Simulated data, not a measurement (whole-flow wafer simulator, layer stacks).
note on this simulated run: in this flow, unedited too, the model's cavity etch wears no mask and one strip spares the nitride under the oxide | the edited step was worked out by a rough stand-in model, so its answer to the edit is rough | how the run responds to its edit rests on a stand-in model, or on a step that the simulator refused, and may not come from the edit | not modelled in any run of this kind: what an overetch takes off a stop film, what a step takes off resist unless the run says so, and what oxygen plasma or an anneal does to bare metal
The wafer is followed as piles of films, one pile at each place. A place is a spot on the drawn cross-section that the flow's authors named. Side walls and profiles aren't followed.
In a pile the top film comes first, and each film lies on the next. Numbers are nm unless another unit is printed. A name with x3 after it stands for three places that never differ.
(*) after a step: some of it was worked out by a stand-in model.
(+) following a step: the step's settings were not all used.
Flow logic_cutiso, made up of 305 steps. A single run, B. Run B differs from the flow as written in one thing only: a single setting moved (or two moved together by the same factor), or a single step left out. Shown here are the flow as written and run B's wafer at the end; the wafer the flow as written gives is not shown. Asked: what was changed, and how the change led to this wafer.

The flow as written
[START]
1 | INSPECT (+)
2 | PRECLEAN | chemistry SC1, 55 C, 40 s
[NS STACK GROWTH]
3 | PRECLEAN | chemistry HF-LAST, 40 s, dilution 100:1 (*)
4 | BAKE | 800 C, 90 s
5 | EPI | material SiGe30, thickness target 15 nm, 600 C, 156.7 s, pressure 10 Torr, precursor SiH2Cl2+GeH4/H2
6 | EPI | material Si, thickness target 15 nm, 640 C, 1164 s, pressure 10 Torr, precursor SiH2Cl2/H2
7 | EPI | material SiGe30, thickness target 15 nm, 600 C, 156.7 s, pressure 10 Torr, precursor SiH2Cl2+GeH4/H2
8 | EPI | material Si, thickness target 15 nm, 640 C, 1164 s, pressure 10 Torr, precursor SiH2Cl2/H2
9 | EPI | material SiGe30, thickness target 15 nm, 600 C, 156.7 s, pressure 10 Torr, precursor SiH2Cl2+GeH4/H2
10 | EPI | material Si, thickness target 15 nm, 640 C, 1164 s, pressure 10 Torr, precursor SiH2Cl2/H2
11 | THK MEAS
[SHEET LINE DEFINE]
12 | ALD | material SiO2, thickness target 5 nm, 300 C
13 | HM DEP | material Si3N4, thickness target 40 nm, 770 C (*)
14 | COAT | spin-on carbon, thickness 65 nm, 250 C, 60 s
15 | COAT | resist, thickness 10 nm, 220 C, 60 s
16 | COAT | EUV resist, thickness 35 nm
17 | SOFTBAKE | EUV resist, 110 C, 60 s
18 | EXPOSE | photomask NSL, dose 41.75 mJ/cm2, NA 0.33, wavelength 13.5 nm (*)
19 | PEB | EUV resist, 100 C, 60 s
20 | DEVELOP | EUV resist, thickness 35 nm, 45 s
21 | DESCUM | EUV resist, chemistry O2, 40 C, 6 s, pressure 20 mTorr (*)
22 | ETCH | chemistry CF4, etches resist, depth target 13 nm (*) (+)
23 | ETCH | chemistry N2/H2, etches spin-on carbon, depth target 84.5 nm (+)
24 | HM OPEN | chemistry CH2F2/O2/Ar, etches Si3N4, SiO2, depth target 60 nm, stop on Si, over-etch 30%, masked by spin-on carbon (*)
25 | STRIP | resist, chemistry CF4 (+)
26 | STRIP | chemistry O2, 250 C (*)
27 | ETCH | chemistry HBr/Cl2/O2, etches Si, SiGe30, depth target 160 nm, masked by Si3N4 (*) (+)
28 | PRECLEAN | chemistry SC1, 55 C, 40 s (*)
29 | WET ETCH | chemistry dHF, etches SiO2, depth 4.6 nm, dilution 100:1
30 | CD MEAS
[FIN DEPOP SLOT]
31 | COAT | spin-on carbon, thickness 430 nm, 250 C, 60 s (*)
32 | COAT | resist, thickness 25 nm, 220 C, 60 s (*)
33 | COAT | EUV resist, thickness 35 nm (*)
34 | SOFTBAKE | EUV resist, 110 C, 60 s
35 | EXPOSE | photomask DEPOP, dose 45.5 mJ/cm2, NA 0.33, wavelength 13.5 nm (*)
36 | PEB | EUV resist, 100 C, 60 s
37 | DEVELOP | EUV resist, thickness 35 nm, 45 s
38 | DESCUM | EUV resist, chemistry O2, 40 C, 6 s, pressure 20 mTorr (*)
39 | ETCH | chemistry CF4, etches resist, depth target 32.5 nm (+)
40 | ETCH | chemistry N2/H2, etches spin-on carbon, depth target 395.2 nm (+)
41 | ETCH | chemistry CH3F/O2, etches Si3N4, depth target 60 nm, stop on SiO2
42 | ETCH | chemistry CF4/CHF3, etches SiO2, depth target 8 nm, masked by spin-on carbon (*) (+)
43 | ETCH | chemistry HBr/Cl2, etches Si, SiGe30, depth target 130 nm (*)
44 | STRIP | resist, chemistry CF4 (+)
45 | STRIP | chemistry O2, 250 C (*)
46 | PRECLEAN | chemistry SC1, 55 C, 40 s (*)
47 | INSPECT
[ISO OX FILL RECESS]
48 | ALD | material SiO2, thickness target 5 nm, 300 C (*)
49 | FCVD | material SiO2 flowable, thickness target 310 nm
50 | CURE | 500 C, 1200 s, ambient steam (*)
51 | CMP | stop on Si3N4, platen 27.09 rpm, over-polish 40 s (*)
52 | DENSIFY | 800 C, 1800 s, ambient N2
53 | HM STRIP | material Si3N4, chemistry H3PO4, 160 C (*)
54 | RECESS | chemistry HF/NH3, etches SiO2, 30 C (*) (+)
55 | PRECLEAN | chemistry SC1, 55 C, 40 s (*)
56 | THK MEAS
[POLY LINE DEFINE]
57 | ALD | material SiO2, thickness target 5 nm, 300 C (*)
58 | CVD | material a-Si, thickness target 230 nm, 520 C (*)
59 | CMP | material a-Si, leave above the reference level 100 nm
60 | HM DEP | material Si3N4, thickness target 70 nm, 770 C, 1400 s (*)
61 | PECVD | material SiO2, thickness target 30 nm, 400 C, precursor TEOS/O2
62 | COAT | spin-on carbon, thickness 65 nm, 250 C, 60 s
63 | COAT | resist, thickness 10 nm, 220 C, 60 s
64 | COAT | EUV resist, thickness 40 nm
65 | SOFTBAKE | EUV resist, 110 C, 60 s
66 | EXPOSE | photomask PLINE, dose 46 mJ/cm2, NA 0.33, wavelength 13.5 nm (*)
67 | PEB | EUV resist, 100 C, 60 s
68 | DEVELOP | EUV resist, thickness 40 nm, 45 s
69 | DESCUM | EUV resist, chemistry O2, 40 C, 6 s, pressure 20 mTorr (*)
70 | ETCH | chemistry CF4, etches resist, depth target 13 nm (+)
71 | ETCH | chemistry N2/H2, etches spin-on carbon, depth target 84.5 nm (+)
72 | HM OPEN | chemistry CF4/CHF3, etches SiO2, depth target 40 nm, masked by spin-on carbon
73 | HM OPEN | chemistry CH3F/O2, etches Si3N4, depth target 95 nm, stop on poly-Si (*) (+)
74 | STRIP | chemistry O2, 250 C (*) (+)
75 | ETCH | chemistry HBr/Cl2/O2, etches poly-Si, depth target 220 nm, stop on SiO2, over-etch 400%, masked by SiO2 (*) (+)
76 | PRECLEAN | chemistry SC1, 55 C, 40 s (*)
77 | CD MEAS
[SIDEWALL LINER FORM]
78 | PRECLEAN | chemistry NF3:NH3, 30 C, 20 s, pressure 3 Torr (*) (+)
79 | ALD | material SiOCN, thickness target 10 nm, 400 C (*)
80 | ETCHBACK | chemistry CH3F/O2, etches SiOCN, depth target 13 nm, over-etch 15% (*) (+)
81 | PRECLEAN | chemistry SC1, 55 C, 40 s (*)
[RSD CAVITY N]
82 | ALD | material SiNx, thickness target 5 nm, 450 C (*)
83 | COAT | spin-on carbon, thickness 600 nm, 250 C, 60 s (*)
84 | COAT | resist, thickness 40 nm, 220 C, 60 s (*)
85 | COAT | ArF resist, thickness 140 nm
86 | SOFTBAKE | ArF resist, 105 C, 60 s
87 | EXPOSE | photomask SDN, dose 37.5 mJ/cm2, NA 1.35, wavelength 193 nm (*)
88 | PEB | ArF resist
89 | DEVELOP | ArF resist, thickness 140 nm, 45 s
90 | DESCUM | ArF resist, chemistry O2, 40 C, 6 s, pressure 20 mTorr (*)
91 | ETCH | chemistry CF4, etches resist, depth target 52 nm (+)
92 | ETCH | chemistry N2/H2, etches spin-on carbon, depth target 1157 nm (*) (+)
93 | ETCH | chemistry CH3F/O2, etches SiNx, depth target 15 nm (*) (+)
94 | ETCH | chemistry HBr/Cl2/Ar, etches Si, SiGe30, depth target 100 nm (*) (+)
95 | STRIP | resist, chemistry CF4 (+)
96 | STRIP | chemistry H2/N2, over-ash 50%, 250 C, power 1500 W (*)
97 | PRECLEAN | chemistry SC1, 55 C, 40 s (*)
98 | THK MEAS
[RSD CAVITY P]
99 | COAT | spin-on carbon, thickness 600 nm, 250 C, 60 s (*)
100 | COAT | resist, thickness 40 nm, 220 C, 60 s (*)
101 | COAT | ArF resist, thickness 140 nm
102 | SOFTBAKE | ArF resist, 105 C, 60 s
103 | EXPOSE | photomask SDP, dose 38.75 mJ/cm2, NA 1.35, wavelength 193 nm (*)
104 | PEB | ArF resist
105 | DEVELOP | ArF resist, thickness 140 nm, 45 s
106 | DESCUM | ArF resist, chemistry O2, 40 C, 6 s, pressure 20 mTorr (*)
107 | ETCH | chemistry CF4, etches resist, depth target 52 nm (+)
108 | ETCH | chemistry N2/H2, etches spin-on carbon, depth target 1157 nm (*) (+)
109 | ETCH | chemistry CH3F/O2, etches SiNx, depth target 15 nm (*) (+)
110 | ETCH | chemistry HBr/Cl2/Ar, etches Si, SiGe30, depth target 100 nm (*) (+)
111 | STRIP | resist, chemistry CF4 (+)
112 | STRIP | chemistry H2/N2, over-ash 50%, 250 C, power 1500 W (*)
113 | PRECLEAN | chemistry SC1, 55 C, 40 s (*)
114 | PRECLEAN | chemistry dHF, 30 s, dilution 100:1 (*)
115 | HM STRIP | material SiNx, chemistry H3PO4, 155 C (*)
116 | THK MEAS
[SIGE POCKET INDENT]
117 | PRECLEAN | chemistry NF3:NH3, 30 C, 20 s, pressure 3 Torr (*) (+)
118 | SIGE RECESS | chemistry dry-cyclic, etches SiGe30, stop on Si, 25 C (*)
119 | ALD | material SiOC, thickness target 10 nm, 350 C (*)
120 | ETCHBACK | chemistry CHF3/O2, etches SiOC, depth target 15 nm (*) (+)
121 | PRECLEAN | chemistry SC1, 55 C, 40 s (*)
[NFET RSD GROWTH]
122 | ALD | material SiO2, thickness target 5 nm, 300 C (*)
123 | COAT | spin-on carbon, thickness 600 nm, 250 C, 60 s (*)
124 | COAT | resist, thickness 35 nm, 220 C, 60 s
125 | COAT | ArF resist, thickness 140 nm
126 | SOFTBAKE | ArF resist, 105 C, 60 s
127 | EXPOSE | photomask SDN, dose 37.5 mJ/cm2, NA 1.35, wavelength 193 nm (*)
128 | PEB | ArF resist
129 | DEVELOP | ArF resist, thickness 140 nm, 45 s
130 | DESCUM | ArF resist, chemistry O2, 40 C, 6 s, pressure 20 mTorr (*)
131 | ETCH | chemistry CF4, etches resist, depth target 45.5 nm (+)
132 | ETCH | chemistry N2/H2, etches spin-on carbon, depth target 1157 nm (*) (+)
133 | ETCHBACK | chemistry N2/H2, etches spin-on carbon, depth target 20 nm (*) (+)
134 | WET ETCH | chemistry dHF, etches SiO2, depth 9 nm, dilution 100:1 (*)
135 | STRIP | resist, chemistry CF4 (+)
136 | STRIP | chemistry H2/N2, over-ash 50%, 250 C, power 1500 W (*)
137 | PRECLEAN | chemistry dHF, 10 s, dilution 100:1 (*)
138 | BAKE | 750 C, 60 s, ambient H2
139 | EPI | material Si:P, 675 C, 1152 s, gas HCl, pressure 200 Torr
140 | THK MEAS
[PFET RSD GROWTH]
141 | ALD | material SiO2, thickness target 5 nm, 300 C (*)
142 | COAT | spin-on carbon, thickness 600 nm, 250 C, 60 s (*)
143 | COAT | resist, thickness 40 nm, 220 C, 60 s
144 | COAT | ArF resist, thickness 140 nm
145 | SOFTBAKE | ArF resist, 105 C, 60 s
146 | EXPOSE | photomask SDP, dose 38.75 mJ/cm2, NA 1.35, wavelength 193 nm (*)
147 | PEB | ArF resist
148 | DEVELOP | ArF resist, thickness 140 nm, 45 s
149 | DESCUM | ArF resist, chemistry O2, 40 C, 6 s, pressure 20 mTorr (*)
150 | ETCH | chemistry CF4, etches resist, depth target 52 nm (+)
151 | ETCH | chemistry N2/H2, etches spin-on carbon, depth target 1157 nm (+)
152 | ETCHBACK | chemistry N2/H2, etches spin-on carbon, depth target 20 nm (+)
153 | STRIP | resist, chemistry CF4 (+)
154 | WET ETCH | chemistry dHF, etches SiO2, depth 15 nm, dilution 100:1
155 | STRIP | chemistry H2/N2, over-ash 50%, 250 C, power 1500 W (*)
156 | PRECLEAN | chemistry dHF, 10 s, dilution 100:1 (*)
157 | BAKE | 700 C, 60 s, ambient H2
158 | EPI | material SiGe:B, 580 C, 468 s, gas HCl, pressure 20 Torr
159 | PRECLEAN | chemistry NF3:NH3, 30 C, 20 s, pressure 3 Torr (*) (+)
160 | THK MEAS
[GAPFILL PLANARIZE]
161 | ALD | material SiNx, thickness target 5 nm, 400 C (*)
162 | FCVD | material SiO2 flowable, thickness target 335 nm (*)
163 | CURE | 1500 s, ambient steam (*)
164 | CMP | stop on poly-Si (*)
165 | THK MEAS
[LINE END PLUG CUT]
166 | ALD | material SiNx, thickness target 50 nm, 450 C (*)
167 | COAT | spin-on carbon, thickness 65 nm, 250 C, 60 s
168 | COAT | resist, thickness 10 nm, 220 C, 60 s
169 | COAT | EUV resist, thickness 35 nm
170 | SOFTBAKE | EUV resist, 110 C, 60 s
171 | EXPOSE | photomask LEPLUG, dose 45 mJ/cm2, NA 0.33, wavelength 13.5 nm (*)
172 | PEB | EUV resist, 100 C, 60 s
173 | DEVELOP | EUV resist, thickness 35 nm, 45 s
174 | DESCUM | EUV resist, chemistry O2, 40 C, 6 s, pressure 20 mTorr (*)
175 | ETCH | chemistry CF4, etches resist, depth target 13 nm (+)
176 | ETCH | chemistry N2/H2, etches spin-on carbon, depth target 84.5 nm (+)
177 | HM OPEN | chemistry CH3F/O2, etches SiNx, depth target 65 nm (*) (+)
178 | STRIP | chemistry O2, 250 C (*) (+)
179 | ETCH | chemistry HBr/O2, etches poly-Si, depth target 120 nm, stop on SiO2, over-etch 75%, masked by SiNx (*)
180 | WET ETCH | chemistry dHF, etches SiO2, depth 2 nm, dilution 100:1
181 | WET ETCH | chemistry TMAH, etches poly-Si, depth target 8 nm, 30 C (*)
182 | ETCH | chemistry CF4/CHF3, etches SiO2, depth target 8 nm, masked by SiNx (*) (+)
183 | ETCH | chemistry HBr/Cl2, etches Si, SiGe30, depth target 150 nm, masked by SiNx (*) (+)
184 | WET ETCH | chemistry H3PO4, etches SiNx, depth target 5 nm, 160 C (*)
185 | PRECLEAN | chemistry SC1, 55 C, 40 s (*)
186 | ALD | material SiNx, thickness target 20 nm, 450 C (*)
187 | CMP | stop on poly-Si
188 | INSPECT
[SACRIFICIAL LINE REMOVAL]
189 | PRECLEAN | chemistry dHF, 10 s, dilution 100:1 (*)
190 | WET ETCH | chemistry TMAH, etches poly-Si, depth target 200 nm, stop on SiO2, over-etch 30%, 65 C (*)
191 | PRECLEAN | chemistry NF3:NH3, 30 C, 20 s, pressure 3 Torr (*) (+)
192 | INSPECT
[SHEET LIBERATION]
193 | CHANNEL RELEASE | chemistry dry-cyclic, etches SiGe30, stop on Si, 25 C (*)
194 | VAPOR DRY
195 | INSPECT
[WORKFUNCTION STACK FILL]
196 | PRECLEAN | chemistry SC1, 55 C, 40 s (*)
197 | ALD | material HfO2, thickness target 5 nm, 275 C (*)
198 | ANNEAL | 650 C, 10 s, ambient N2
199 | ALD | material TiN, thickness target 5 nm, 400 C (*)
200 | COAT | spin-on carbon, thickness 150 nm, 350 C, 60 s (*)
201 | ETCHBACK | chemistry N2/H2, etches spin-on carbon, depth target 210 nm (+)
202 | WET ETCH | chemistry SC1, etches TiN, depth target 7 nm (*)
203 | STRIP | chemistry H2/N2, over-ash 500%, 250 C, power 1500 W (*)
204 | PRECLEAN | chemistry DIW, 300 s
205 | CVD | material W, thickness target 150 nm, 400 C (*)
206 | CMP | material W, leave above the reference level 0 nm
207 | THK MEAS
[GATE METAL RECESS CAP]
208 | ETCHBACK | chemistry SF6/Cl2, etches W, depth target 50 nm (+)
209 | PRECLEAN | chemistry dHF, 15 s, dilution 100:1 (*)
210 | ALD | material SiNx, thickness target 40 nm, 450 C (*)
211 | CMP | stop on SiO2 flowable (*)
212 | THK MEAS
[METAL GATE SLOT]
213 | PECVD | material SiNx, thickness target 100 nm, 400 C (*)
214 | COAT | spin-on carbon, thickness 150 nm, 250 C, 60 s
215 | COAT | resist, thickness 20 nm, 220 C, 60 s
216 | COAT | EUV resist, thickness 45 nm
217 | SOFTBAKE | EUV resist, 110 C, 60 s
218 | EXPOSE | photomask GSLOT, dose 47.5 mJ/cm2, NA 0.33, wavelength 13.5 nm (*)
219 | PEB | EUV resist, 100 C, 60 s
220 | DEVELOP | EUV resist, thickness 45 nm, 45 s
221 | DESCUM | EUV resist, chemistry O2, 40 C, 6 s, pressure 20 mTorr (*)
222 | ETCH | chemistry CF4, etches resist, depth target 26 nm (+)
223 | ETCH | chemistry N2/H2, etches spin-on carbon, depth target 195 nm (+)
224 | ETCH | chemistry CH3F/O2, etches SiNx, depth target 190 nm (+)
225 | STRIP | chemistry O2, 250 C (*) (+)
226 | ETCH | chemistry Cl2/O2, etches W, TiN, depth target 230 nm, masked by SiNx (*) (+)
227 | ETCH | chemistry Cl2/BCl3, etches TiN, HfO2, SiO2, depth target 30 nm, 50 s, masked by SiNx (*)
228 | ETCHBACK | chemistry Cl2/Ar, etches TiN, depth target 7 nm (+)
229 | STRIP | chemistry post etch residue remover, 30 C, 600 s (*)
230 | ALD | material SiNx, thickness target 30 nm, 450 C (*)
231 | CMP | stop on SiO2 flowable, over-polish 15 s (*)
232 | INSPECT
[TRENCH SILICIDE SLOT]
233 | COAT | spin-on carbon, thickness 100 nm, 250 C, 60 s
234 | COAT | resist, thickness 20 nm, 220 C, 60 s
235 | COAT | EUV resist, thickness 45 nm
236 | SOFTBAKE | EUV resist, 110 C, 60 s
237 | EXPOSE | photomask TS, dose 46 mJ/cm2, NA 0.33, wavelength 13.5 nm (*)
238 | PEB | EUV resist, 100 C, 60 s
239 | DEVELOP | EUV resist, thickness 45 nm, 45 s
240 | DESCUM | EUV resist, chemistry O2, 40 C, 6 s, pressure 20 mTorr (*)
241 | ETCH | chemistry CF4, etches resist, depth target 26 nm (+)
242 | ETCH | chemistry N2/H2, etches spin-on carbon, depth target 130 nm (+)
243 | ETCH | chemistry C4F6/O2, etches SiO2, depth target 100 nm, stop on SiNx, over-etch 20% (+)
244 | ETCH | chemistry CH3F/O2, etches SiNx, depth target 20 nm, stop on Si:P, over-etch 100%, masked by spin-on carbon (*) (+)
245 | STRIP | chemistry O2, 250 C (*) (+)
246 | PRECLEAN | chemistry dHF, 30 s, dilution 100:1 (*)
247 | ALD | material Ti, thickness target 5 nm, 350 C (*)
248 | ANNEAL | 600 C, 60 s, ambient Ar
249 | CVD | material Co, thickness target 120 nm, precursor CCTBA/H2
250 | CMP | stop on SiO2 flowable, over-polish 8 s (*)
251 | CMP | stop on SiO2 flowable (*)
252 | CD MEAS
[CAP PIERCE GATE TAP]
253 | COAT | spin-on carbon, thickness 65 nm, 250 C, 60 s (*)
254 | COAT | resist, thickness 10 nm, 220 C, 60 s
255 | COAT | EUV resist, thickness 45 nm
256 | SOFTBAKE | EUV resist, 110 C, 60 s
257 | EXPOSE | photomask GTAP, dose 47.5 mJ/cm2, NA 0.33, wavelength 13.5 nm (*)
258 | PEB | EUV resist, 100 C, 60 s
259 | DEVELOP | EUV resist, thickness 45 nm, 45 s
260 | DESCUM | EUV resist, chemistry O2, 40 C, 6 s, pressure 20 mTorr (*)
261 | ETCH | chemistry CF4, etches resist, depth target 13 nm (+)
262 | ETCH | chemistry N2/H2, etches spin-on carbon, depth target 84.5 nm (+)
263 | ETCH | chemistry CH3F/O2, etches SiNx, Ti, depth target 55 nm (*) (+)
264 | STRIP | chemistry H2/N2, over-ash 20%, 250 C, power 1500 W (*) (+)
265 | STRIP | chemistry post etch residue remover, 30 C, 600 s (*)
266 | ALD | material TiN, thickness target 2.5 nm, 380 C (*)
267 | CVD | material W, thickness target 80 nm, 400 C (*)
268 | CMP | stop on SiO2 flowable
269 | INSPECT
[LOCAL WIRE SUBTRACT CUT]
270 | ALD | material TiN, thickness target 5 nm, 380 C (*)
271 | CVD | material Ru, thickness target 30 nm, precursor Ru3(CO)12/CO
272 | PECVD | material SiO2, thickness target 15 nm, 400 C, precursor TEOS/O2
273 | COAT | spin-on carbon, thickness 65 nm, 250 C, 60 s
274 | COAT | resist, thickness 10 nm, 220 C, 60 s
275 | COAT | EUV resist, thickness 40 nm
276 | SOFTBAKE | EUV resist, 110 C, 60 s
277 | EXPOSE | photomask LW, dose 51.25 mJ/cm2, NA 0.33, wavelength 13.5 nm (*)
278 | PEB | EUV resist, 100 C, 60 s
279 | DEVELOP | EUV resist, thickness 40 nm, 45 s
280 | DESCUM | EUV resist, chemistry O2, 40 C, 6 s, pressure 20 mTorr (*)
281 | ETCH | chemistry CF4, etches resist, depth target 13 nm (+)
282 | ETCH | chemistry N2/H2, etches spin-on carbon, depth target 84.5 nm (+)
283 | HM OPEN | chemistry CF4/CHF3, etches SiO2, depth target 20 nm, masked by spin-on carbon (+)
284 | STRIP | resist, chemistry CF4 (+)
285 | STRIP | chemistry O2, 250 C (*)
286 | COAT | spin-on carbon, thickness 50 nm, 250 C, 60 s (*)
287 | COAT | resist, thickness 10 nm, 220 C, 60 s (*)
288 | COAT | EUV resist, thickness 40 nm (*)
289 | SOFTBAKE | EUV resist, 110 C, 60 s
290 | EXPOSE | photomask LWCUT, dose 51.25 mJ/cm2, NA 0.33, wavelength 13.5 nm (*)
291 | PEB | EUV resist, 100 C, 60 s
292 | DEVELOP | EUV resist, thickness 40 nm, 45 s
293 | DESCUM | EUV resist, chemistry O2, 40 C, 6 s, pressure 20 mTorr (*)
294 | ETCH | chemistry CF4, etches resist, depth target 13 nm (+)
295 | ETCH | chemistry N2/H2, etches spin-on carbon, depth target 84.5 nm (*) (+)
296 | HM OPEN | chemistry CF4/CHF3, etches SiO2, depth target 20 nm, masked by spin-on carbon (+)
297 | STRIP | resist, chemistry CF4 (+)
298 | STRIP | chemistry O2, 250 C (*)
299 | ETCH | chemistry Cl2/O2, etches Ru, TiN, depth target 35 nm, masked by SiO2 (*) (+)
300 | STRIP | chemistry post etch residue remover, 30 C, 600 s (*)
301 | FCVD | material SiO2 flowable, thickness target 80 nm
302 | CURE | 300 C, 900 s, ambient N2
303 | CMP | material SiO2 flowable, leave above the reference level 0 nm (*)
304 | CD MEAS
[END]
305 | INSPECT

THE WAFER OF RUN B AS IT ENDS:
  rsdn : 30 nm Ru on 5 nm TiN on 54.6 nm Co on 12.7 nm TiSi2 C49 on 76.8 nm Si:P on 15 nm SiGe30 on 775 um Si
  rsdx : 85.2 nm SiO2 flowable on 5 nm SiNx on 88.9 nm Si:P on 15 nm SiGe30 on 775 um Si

What caused this: step 94, ETCH: depth target 70 nm was run, though the flow has depth target 100 nm.

The path from the change to this, step by step:
  94 | ETCH | chemistry HBr/Cl2/Ar, etches Si, SiGe30, depth target 100 nm (*) (+)
      rsdn, rsdx: -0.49 chemical SiO2 (all of it), -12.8 Si (all of it), -15 SiGe30 (all of it), -15 Si (all of it), -15 SiGe30 (all of it), -12.2 Si (as written it would have been: -0.49 chemical SiO2 (all of it), -12.8 Si (all of it), -15 SiGe30 (all of it), -15 Si (all of it), -15 SiGe30 (all of it), -15 Si (all of it), -15 SiGe30 (all of it), -12.2 Si)
  99 | COAT | spin-on carbon, thickness 600 nm, 250 C, 60 s (*)
      rsdn, rsdx: +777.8 spin-on carbon (new film) (as written it would have been: +802.8 spin-on carbon (new film))
  112 | STRIP | chemistry H2/N2, over-ash 50%, 250 C, power 1500 W (*)
      rsdn, rsdx: -777.8 spin-on carbon (all of it) (as written it would have been: -802.8 spin-on carbon (all of it))
  120 | ETCHBACK | chemistry CHF3/O2, etches SiOC, depth target 15 nm (*) (+)
      rsdn, rsdx: -10 SiOC (all of it), -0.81 Si (as written it would have been: -10 SiOC (all of it))
  123 | COAT | spin-on carbon, thickness 600 nm, 250 C, 60 s (*)
      rsdn, rsdx: +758 spin-on carbon (new film) (as written it would have been: +783.3 spin-on carbon (new film))
  132 | ETCH | chemistry N2/H2, etches spin-on carbon, depth target 1157 nm (*) (+)
      rsdn, rsdx: -752.8 spin-on carbon (all of it), -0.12 SiO2 (as written it would have been: -778.1 spin-on carbon (all of it))
      depop, dpovl, gfld and 12 more: -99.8 ArF resist (all of it), -25 resist (as written it would have been: -99.8 ArF resist (all of it), -25.7 resist)
      (and at 1 other place as well)
  133 | ETCHBACK | chemistry N2/H2, etches spin-on carbon, depth target 20 nm (*) (+)
      gxn: -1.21 SiO2 (all of it) (as written it would have been: -0.7 SiO2 (all of it), -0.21 Si3N4)
  135 | STRIP | resist, chemistry CF4 (+)
      rsdn, rsdx: -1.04 Si (all of it) (as written it would have been: nothing)
      depop, dpovl, isow, lnrp, ns, nsgap, rsdp: -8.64 resist (all of it) (as written it would have been: -7.93 resist (all of it))
      (and at 13 other places as well)
  139 | EPI | material Si:P, 675 C, 1152 s, gas HCl, pressure 200 Torr
      rsdn, rsdx: +88.9 Si:P (new film) (as written it would have been: +116.9 Si:P (new film))
